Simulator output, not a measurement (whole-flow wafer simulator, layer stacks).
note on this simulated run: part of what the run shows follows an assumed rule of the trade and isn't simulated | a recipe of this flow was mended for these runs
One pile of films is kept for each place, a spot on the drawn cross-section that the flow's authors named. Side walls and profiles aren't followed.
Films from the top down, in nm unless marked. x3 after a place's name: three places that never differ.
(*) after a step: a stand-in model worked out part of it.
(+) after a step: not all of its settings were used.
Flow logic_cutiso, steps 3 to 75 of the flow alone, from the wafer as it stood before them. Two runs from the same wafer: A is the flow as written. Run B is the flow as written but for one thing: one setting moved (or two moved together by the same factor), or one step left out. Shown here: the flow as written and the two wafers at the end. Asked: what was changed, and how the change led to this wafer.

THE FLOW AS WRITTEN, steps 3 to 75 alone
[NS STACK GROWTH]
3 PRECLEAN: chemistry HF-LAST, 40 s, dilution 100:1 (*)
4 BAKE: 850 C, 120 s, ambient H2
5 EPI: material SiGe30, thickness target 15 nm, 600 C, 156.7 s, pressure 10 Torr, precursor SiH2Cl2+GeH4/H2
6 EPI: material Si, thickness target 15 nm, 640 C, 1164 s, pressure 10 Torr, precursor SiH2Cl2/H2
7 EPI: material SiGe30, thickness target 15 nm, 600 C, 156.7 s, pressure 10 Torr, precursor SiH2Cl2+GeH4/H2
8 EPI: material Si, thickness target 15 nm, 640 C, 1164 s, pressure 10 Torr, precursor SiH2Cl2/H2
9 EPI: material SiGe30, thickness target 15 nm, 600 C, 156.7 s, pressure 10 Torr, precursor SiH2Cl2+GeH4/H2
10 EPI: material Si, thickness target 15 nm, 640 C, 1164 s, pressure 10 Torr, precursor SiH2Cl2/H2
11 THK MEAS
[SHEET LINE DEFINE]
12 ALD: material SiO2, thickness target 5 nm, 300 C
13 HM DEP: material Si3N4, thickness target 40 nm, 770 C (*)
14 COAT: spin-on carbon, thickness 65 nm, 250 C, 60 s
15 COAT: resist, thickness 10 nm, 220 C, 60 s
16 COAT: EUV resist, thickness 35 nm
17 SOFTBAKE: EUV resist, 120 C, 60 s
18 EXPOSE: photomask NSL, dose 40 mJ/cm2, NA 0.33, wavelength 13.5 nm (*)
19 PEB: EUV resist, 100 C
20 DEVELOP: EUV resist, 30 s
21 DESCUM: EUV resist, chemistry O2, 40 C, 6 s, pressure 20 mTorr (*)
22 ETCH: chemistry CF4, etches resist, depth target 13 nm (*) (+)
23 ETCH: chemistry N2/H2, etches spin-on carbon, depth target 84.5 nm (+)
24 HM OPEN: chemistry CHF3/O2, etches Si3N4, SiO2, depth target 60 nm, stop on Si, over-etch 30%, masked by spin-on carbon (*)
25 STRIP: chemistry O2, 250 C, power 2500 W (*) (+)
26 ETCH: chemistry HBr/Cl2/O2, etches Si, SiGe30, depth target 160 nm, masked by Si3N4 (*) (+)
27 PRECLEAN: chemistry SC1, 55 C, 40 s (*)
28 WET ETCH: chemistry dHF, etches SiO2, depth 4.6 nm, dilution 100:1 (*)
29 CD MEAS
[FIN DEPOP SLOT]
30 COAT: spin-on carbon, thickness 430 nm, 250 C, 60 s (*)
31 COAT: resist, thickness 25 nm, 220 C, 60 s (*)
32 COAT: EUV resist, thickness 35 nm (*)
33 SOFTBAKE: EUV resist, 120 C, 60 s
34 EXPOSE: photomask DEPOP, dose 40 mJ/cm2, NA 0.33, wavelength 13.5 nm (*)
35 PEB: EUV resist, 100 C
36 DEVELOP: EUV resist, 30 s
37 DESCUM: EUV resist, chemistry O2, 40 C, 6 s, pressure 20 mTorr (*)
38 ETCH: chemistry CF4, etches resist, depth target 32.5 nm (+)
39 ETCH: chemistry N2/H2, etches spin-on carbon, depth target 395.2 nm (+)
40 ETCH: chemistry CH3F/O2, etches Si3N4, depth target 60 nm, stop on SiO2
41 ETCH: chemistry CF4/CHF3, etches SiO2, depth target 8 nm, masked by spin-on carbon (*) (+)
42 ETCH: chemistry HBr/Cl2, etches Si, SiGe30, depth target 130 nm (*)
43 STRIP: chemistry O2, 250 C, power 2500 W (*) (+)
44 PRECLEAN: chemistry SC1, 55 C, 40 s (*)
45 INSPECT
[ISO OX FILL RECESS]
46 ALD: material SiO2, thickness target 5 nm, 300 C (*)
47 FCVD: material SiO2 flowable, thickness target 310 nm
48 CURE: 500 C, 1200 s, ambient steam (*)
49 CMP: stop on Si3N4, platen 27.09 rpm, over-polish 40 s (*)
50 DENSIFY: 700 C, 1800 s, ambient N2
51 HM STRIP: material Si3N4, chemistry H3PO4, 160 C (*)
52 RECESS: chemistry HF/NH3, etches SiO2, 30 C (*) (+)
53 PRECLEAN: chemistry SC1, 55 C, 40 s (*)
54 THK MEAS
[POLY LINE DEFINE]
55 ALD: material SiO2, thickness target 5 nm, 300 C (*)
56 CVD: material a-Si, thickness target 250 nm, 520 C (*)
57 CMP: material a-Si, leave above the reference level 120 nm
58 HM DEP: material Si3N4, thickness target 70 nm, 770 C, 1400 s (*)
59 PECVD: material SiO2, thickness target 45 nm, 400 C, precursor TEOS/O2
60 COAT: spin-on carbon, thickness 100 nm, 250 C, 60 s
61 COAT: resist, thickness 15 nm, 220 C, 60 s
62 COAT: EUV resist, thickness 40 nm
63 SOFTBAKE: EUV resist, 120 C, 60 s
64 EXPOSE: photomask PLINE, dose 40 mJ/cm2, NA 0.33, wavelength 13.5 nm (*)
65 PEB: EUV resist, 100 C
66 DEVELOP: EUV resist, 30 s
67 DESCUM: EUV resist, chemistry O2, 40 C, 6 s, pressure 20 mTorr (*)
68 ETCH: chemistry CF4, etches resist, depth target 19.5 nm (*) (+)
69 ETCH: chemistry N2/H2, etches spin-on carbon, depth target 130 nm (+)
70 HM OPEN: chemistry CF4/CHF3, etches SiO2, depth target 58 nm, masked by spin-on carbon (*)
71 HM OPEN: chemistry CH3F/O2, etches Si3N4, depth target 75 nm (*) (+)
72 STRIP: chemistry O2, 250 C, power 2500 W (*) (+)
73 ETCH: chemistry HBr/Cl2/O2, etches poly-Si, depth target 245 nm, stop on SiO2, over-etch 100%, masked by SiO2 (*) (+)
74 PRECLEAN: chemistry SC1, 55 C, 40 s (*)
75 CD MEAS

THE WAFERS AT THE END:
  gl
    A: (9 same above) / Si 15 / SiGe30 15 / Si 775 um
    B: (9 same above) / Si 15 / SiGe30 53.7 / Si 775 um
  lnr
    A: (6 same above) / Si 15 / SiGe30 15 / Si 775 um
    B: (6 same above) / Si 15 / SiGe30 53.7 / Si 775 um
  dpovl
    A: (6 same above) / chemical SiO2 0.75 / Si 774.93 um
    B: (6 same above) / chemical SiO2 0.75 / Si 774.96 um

The cause: step 5, EPI: 668 C was run, where the flow has 600 C.

How the change led to this, step by step:
  5 EPI: material SiGe30, thickness target 15 nm, 600 C, 156.7 s, pressure 10 Torr, precursor SiH2Cl2+GeH4/H2
      depop, dpovl, gfld and 19 more: A SiGe30 +15 (new film) | B SiGe30 +53.7 (new film)
  26 ETCH: chemistry HBr/Cl2/O2, etches Si, SiGe30, depth target 160 nm, masked by Si3N4 (*) (+)
      dpovl, gfld, gxf, iso, isow, lnri, nsgap: A chemical SiO2 -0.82 (all of it), Si -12 (all of it), SiGe30 -15 (all of it), Si -15 (all of it), SiGe30 -15 (all of it), Si -15 (all of it), SiGe30 -15 (all of it), Si -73 | B chemical SiO2 -0.82 (all of it), Si -12 (all of it), SiGe30 -15 (all of it), Si -15 (all of it), SiGe30 -15 (all of it), Si -15 (all of it), SiGe30 -53.7 (all of it), Si -34.3
  42 ETCH: chemistry HBr/Cl2, etches Si, SiGe30, depth target 130 nm (*)
      depop: A Si -13.8 (all of it), SiGe30 -15 (all of it), Si -15 (all of it), SiGe30 -15 (all of it), Si -15 (all of it), SiGe30 -15 (all of it), Si -41.2 | B Si -13.8 (all of it), SiGe30 -15 (all of it), Si -15 (all of it), SiGe30 -15 (all of it), Si -15 (all of it), SiGe30 -53.7 (all of it), Si -2.47
